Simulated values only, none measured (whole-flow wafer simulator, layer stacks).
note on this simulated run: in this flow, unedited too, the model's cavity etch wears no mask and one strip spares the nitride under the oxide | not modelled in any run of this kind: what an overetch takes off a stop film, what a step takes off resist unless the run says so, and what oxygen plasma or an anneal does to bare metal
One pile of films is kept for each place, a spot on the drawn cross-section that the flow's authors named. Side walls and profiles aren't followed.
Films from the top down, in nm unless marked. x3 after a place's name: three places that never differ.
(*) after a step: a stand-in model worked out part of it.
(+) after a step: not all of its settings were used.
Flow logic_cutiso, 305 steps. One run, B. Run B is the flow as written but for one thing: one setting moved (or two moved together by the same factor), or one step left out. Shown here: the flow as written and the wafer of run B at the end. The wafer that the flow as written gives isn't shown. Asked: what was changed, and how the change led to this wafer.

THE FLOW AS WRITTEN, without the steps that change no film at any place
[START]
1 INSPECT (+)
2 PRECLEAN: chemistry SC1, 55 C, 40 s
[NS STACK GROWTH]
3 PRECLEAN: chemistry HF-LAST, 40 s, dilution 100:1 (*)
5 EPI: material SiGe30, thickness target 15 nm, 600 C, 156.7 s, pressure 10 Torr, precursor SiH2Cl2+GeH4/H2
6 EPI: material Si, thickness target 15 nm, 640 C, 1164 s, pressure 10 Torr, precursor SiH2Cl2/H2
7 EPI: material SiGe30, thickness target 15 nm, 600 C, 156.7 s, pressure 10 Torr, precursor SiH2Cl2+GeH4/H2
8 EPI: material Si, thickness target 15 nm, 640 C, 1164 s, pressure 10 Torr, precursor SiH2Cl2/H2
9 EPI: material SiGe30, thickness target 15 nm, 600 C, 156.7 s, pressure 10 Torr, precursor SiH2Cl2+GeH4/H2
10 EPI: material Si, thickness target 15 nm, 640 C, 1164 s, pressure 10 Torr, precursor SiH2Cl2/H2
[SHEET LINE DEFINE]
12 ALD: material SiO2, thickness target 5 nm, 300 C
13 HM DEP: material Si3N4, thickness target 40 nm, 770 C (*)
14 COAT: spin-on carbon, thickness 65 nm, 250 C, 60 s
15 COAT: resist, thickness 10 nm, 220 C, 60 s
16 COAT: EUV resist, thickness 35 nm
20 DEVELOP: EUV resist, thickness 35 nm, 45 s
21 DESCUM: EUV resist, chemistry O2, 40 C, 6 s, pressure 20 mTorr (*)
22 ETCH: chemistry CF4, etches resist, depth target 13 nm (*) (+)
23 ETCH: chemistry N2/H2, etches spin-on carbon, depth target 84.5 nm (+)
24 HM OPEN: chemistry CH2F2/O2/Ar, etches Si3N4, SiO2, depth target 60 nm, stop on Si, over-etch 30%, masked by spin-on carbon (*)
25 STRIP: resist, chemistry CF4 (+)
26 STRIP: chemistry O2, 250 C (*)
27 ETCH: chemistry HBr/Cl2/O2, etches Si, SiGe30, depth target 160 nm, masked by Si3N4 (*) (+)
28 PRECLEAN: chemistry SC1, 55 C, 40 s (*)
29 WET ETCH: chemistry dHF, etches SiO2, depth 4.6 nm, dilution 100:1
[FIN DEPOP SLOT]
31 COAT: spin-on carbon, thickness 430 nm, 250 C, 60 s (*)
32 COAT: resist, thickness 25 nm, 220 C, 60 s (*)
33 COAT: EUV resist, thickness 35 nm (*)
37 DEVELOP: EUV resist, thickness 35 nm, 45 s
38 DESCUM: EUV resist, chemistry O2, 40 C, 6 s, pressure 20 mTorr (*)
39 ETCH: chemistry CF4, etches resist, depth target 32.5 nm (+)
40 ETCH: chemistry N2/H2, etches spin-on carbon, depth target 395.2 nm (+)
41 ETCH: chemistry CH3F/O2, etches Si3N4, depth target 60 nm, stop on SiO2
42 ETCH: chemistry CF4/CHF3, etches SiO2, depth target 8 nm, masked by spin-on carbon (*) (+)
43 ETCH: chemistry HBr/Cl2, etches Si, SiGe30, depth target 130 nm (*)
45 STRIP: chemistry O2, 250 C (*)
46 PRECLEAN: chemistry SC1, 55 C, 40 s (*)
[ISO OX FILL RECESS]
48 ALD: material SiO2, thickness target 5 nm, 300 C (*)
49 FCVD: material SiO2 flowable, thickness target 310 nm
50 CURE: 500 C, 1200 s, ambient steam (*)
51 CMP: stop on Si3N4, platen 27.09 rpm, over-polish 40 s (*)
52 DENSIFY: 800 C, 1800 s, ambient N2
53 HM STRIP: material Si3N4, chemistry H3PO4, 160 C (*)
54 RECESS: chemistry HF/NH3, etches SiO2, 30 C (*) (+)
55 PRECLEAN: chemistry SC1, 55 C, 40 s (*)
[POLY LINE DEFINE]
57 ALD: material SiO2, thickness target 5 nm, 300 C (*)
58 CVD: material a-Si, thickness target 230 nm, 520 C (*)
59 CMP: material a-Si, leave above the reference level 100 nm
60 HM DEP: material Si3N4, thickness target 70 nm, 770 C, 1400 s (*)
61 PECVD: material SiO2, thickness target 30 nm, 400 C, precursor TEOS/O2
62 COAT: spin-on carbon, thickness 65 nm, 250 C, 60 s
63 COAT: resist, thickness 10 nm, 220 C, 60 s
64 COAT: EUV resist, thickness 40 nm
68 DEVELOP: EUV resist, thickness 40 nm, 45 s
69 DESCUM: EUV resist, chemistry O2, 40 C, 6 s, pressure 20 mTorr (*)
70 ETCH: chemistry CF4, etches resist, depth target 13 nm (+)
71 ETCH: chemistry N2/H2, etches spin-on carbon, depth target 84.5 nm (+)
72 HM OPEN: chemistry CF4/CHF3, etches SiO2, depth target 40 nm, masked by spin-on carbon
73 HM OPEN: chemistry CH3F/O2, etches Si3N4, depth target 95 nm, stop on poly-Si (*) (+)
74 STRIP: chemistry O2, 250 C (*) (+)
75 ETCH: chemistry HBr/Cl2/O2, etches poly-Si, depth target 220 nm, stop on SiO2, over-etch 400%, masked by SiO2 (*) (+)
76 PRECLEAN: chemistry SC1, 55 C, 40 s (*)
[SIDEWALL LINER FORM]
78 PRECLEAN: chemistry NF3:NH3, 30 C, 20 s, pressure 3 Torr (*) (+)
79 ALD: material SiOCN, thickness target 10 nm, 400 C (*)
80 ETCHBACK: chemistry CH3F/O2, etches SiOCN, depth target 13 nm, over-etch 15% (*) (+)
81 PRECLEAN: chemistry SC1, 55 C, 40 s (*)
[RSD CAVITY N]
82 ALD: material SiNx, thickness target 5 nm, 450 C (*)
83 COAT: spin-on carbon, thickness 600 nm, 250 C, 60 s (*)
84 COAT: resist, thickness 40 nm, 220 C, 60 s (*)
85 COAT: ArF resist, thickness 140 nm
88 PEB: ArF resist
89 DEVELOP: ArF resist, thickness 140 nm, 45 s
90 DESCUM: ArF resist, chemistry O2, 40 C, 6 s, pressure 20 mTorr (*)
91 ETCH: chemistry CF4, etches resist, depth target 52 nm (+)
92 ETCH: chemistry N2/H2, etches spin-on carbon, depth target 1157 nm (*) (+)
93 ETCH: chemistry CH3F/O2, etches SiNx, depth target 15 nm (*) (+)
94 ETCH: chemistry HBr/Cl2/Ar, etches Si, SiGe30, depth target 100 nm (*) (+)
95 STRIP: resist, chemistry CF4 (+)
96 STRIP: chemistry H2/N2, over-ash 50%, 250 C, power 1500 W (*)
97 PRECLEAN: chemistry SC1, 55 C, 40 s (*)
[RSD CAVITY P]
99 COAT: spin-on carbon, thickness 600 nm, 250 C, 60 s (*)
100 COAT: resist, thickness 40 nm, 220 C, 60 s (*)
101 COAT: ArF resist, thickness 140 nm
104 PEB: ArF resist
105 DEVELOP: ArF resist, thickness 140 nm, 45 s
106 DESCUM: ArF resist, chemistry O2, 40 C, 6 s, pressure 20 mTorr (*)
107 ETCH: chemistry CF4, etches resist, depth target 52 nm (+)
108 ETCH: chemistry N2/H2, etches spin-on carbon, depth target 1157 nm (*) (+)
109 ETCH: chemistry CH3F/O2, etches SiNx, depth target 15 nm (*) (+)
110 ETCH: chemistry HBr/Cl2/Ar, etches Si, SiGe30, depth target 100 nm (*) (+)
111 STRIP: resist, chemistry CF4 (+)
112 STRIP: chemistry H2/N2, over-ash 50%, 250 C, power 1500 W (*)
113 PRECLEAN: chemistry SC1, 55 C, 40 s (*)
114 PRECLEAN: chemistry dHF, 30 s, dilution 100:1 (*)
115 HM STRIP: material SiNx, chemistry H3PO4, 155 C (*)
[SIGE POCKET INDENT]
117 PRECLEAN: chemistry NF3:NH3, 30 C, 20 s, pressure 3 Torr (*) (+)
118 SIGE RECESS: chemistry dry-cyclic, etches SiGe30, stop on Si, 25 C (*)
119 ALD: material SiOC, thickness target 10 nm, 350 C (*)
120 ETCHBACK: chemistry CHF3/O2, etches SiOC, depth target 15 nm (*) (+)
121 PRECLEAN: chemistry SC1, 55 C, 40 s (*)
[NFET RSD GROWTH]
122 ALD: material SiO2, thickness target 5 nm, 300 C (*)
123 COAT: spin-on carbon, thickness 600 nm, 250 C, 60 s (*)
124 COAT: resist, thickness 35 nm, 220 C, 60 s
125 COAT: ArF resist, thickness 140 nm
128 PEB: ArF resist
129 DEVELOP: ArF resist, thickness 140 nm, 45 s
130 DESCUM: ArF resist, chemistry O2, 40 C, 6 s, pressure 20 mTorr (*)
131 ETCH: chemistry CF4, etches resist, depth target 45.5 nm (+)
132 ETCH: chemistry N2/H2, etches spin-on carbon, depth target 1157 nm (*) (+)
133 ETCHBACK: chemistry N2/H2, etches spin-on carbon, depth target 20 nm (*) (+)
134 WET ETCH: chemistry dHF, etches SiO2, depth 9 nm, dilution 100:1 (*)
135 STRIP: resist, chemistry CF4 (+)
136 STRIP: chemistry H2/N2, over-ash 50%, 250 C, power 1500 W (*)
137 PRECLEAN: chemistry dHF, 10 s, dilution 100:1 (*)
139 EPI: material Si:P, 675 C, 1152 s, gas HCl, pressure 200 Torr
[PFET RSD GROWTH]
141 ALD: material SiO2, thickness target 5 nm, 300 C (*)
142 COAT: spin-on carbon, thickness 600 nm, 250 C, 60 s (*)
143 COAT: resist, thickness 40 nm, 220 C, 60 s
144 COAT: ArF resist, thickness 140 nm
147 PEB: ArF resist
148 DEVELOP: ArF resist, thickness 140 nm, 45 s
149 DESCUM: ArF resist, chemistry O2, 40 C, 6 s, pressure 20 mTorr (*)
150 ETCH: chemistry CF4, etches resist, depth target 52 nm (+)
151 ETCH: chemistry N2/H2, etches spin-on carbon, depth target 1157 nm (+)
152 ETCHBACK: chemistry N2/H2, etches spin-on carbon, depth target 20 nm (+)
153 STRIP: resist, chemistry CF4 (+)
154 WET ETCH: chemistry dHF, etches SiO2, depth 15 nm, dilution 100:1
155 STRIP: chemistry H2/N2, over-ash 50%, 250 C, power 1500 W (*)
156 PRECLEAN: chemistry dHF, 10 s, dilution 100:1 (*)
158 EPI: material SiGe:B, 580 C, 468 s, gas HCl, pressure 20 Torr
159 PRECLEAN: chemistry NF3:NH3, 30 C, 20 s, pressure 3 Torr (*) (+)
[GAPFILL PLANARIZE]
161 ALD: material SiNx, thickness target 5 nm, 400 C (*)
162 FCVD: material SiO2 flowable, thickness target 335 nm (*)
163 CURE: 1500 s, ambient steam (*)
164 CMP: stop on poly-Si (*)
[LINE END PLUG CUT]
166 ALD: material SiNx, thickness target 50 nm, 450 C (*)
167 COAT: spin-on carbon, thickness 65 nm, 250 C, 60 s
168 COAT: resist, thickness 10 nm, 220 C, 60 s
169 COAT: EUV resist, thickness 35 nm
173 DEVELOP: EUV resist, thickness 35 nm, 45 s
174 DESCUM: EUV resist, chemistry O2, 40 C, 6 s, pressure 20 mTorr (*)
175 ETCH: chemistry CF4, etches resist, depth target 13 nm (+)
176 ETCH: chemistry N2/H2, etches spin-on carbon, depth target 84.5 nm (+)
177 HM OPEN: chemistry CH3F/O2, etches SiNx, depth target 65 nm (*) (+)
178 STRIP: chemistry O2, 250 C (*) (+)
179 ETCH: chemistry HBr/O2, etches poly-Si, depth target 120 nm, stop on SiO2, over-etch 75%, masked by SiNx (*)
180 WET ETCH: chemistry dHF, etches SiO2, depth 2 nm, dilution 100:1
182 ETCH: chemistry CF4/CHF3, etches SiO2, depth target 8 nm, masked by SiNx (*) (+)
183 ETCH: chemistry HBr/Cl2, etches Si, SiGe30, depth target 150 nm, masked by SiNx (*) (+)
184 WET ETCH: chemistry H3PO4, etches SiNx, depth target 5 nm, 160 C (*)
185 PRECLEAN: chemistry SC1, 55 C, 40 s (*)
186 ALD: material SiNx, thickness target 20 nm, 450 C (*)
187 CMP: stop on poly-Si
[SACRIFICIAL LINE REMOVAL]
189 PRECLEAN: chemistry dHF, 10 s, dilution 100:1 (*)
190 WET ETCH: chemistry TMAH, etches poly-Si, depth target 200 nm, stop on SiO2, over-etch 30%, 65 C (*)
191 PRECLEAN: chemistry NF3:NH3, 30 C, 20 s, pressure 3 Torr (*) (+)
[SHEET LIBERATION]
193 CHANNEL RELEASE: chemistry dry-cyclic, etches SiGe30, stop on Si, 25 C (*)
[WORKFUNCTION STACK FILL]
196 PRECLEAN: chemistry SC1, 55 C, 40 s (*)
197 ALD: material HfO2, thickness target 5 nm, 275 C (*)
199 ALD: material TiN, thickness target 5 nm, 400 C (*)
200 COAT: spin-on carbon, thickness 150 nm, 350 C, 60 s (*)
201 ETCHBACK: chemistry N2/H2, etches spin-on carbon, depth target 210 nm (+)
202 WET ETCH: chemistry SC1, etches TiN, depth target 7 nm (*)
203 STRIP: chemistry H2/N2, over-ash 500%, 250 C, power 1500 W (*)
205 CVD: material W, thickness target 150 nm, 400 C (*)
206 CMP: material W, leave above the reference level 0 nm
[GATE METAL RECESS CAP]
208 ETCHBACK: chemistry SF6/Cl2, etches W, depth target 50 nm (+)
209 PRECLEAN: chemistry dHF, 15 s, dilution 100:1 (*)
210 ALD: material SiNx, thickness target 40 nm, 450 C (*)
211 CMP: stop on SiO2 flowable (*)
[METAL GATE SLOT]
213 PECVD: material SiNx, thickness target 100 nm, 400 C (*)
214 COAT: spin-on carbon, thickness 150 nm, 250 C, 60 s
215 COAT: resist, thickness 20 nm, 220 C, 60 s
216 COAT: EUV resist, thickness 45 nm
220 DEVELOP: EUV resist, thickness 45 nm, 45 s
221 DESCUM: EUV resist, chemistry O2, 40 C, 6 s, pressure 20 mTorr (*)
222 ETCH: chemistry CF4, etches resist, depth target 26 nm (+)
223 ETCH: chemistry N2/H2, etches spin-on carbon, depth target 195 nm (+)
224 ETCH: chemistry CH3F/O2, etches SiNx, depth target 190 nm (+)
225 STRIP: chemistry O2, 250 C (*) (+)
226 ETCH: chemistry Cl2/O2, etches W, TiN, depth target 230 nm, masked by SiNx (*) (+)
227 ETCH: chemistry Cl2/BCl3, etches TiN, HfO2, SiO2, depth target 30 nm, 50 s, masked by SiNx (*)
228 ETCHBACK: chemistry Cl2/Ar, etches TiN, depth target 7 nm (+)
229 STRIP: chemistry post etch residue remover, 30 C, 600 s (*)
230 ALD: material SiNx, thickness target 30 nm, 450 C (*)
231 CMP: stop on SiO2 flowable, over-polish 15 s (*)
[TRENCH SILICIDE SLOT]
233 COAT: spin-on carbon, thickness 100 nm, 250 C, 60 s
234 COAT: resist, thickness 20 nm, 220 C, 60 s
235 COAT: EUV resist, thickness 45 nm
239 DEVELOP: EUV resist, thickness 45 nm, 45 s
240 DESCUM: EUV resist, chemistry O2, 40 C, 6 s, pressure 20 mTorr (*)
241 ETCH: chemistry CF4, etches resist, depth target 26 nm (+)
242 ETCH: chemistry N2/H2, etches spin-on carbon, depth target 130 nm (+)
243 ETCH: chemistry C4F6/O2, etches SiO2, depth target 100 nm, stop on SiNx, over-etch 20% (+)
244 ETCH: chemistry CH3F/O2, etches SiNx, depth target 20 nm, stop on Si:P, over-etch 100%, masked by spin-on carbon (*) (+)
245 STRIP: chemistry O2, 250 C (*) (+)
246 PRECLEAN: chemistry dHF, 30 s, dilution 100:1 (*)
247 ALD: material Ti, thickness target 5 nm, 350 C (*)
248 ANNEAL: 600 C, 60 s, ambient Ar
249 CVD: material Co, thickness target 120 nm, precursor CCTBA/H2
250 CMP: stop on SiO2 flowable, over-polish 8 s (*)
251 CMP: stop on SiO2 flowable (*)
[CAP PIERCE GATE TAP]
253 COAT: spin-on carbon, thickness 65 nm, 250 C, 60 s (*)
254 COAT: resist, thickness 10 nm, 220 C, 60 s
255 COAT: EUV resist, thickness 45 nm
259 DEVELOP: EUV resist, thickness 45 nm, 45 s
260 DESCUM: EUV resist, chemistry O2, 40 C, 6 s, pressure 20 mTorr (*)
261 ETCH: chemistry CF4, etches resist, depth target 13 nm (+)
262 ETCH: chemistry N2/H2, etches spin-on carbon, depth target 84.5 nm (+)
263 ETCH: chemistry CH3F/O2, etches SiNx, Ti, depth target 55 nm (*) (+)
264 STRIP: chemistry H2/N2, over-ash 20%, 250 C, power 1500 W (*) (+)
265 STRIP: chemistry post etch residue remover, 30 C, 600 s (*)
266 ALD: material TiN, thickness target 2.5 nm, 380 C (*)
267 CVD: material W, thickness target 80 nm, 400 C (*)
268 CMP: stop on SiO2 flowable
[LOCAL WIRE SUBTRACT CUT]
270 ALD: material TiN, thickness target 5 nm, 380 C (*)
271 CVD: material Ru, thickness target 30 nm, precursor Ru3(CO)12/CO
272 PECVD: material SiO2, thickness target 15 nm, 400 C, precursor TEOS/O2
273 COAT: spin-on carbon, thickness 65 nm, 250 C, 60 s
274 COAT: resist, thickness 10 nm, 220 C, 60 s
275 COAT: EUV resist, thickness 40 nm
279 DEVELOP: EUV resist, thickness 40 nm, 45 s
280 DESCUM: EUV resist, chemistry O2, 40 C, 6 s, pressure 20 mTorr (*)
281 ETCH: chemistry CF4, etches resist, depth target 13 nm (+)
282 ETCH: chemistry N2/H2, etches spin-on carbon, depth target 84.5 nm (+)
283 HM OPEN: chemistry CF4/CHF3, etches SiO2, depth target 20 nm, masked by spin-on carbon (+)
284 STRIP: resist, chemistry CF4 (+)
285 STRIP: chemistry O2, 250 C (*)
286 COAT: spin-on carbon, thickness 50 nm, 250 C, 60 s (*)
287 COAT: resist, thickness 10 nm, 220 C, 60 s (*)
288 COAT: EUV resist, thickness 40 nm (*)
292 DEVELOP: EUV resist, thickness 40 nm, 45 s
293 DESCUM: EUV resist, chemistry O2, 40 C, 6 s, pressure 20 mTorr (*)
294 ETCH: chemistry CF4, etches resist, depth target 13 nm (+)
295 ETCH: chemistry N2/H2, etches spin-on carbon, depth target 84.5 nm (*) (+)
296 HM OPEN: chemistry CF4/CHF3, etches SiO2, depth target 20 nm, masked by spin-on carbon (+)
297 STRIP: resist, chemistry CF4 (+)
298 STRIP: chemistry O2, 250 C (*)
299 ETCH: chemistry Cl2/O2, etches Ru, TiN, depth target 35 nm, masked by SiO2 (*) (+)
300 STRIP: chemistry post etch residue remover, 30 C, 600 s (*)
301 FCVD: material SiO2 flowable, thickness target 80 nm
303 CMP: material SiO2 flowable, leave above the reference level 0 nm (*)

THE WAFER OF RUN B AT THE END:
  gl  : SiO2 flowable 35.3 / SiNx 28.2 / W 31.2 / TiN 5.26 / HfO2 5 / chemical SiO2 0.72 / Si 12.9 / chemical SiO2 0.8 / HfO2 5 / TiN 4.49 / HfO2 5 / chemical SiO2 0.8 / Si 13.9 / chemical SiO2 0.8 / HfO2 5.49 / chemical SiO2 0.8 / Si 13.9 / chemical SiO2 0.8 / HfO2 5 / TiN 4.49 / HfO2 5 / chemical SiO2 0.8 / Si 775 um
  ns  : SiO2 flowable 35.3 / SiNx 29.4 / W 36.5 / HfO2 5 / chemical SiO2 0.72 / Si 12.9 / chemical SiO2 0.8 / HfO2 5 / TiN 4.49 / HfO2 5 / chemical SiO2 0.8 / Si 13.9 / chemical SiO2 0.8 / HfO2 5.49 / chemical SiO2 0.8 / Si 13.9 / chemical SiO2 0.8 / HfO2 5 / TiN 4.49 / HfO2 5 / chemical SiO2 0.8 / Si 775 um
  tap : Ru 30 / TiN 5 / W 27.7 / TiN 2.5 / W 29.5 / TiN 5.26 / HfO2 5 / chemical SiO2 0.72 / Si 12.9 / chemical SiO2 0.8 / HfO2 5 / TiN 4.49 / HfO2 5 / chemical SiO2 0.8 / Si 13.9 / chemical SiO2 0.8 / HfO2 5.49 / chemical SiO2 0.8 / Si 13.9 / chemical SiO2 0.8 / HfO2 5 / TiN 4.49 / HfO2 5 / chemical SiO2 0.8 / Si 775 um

The cause: step 7, EPI: thickness target 6 nm was run, where the flow has thickness target 15 nm; step 7, EPI: 62.7 s was run, where the flow has 156.7 s.

How the change led to this, step by step:
  7 EPI: material SiGe30, thickness target 15 nm, 600 C, 156.7 s, pressure 10 Torr, precursor SiH2Cl2+GeH4/H2
      depop, dpovl, gfld and 19 more: SiGe30 +6 (new film) (as written it would be: SiGe30 +15 (new film))
  27 ETCH: chemistry HBr/Cl2/O2, etches Si, SiGe30, depth target 160 nm, masked by Si3N4 (*) (+)
      gfld, gxf, iso, lnri: chemical SiO2 -0.79 (all of it), Si -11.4 (all of it), SiGe30 -15 (all of it), Si -15 (all of it), SiGe30 -6 (all of it), Si -15 (all of it), SiGe30 -15 (all of it), Si -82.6 (as written it would be: chemical SiO2 -0.79 (all of it), Si -11.4 (all of it), SiGe30 -15 (all of it), Si -15 (all of it), SiGe30 -15 (all of it), Si -15 (all of it), SiGe30 -15 (all of it), Si -73.6)
      dpovl, nsgap: chemical SiO2 -0.79 (all of it), Si -11.8 (all of it), SiGe30 -15 (all of it), Si -15 (all of it), SiGe30 -6 (all of it), Si -15 (all of it), SiGe30 -15 (all of it), Si -82.2 (as written it would be: chemical SiO2 -0.79 (all of it), Si -11.8 (all of it), SiGe30 -15 (all of it), Si -15 (all of it), SiGe30 -15 (all of it), Si -15 (all of it), SiGe30 -15 (all of it), Si -73.2)
      (and at 1 more place)
  43 ETCH: chemistry HBr/Cl2, etches Si, SiGe30, depth target 130 nm (*)
      depop: Si -14 (all of it), SiGe30 -15 (all of it), Si -15 (all of it), SiGe30 -6 (all of it), Si -15 (all of it), SiGe30 -15 (all of it), Si -50 (as written it would be: Si -14 (all of it), SiGe30 -15 (all of it), Si -15 (all of it), SiGe30 -15 (all of it), Si -15 (all of it), SiGe30 -15 (all of it), Si -41)
  94 ETCH: chemistry HBr/Cl2/Ar, etches Si, SiGe30, depth target 100 nm (*) (+)
      rsdn, rsdx: chemical SiO2 -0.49 (all of it), Si -12.8 (all of it), SiGe30 -15 (all of it), Si -15 (all of it), SiGe30 -6 (all of it), Si -15 (all of it), SiGe30 -15 (all of it), Si -21.2 (as written it would be: chemical SiO2 -0.49 (all of it), Si -12.8 (all of it), SiGe30 -15 (all of it), Si -15 (all of it), SiGe30 -15 (all of it), Si -15 (all of it), SiGe30 -15 (all of it), Si -12.2)
  110 ETCH: chemistry HBr/Cl2/Ar, etches Si, SiGe30, depth target 100 nm (*) (+)
      rsdp, rsdw: chemical SiO2 -0.49 (all of it), Si -12.8 (all of it), SiGe30 -15 (all of it), Si -15 (all of it), SiGe30 -6 (all of it), Si -15 (all of it), SiGe30 -15 (all of it), Si -21.2 (as written it would be: chemical SiO2 -0.49 (all of it), Si -12.8 (all of it), SiGe30 -15 (all of it), Si -15 (all of it), SiGe30 -15 (all of it), Si -15 (all of it), SiGe30 -15 (all of it), Si -12.2)
  118 SIGE RECESS: chemistry dry-cyclic, etches SiGe30, stop on Si, 25 C (*)
      lnr, lnrp, lnrt: SiOCN -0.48, Si -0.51, cavity +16 (new film), SiGe30 -15 (all of it), Si -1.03, cavity +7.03 (new film), SiGe30 -6 (all of it), Si -1.03, cavity +16 (new film), SiGe30 -15 (all of it), Si -0.51 (as written it would be: SiOCN -0.48, Si -0.51, cavity +16 (new film), SiGe30 -15 (all of it), Si -1.03, cavity +16 (new film), SiGe30 -15 (all of it), Si -1.03, cavity +16 (new film), SiGe30 -15 (all of it), Si -0.51)
  119 ALD: material SiOC, thickness target 10 nm, 350 C (*)
      lnr, lnrp, lnrt: SiOC +10 (new film), SiOC +16 (new film), cavity -16 (all of it), SiOC +7.03 (new film), cavity -7.03 (all of it), SiOC +16 (new film), cavity -16 (all of it) (as written it would be: SiOC +10 (new film), SiOC +16 (new film), cavity -16 (all of it), SiOC +16 (new film), cavity -16 (all of it), SiOC +16 (new film), cavity -16 (all of it))
  183 ETCH: chemistry HBr/Cl2, etches Si, SiGe30, depth target 150 nm, masked by SiNx (*) (+)
      plug: Si -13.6 (all of it), SiGe30 -15 (all of it), Si -15 (all of it), SiGe30 -6 (all of it), Si -15 (all of it), SiGe30 -15 (all of it), Si -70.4 (as written it would be: Si -13.6 (all of it), SiGe30 -15 (all of it), Si -15 (all of it), SiGe30 -15 (all of it), Si -15 (all of it), SiGe30 -15 (all of it), Si -61.4)
  193 CHANNEL RELEASE: chemistry dry-cyclic, etches SiGe30, stop on Si, 25 C (*)
      gl, glp, gxn, gxp, ns, tap: chemical SiO2 +0.8 (new film), Si -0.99, chemical SiO2 +0.8 (new film), cavity +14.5 (new film), chemical SiO2 +0.8 (new film), SiGe30 -15 (all of it), Si -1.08, chemical SiO2 +0.8 (new film), cavity +5.49 (new film), chemical SiO2 +0.8 (new film), SiGe30 -6 (all of it), Si -1.08, chemical SiO2 +0.8 (new film), cavity +14.5 (new film), chemical SiO2 +0.8 (new film), SiGe30 -15 (all of it), Si -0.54 (as written it would be: chemical SiO2 +0.8 (new film), Si -0.99, chemical SiO2 +0.8 (new film), cavity +14.5 (new film), chemical SiO2 +0.8 (new film), SiGe30 -15 (all of it), Si -1.08, chemical SiO2 +0.8 (new film), cavity +14.5 (new film), chemical SiO2 +0.8 (new film), SiGe30 -15 (all of it), Si -1.08, chemical SiO2 +0.8 (new film), cavity +14.5 (new film), chemical SiO2 +0.8 (new film), SiGe30 -15 (all of it), Si -0.54)
  197 ALD: material HfO2, thickness target 5 nm, 275 C (*)
      gl, glp, gxn, gxp, ns, tap: HfO2 +5 (new film), HfO2 +5 (new film), cavity -10, HfO2 +5 (new film), HfO2 +5.49 (new film), cavity -5.49 (all of it), HfO2 +5 (new film), cavity -10, HfO2 +5 (new film) (as written it would be: HfO2 +5 (new film), HfO2 +5 (new film), cavity -10, HfO2 +5 (new film), HfO2 +5 (new film), cavity -10, HfO2 +5 (new film), HfO2 +5 (new film), cavity -10, HfO2 +5 (new film))
  199 ALD: material TiN, thickness target 5 nm, 400 C (*)
      gl, glp, tap: TiN +5.26 (new film), TiN +4.49 (new film), cavity -4.49 (all of it), TiN +4.49 (new film), cavity -4.49 (all of it) (as written it would be: TiN +5.26 (new film), TiN +4.49 (new film), cavity -4.49 (all of it), TiN +4.49 (new film), cavity -4.49 (all of it), TiN +4.49 (new film), cavity -4.49 (all of it))
      gxn, gxp, ns: TiN +5 (new film), TiN +4.49 (new film), cavity -4.49 (all of it), TiN +4.49 (new film), cavity -4.49 (all of it) (as written it would be: TiN +5 (new film), TiN +4.49 (new film), cavity -4.49 (all of it), TiN +4.49 (new film), cavity -4.49 (all of it), TiN +4.49 (new film), cavity -4.49 (all of it))
Counting metal films that touch as one body, gl has 3 bodies (between them, from the top down: HfO2 5 / chemical SiO2 0.72 / Si 12.9 / chemical SiO2 0.8 / HfO2 5; HfO2 5 / chemical SiO2 0.8 / Si 13.9 / chemical SiO2 0.8 / HfO2 5.49 / chemical SiO2 0.8 / Si 13.9 / chemical SiO2 0.8 / HfO2 5); the flow as written gives 4 bodies (between them, from the top down: HfO2 5 / chemical SiO2 0.72 / Si 12.9 / chemical SiO2 0.8 / HfO2 5; HfO2 5 / chemical SiO2 0.8 / Si 13.9 / chemical SiO2 0.8 / HfO2 5; HfO2 5 / chemical SiO2 0.8 / Si 13.9 / chemical SiO2 0.8 / HfO2 5).
Counting metal films that touch as one body, ns has 3 bodies (between them, from the top down: HfO2 5 / chemical SiO2 0.72 / Si 12.9 / chemical SiO2 0.8 / HfO2 5; HfO2 5 / chemical SiO2 0.8 / Si 13.9 / chemical SiO2 0.8 / HfO2 5.49 / chemical SiO2 0.8 / Si 13.9 / chemical SiO2 0.8 / HfO2 5); the flow as written gives 4 bodies (between them, from the top down: HfO2 5 / chemical SiO2 0.72 / Si 12.9 / chemical SiO2 0.8 / HfO2 5; HfO2 5 / chemical SiO2 0.8 / Si 13.9 / chemical SiO2 0.8 / HfO2 5; HfO2 5 / chemical SiO2 0.8 / Si 13.9 / chemical SiO2 0.8 / HfO2 5).
Counting metal films that touch as one body, tap has 3 bodies (between them, from the top down: HfO2 5 / chemical SiO2 0.72 / Si 12.9 / chemical SiO2 0.8 / HfO2 5; HfO2 5 / chemical SiO2 0.8 / Si 13.9 / chemical SiO2 0.8 / HfO2 5.49 / chemical SiO2 0.8 / Si 13.9 / chemical SiO2 0.8 / HfO2 5); the flow as written gives 4 bodies (between them, from the top down: HfO2 5 / chemical SiO2 0.72 / Si 12.9 / chemical SiO2 0.8 / HfO2 5; HfO2 5 / chemical SiO2 0.8 / Si 13.9 / chemical SiO2 0.8 / HfO2 5; HfO2 5 / chemical SiO2 0.8 / Si 13.9 / chemical SiO2 0.8 / HfO2 5).
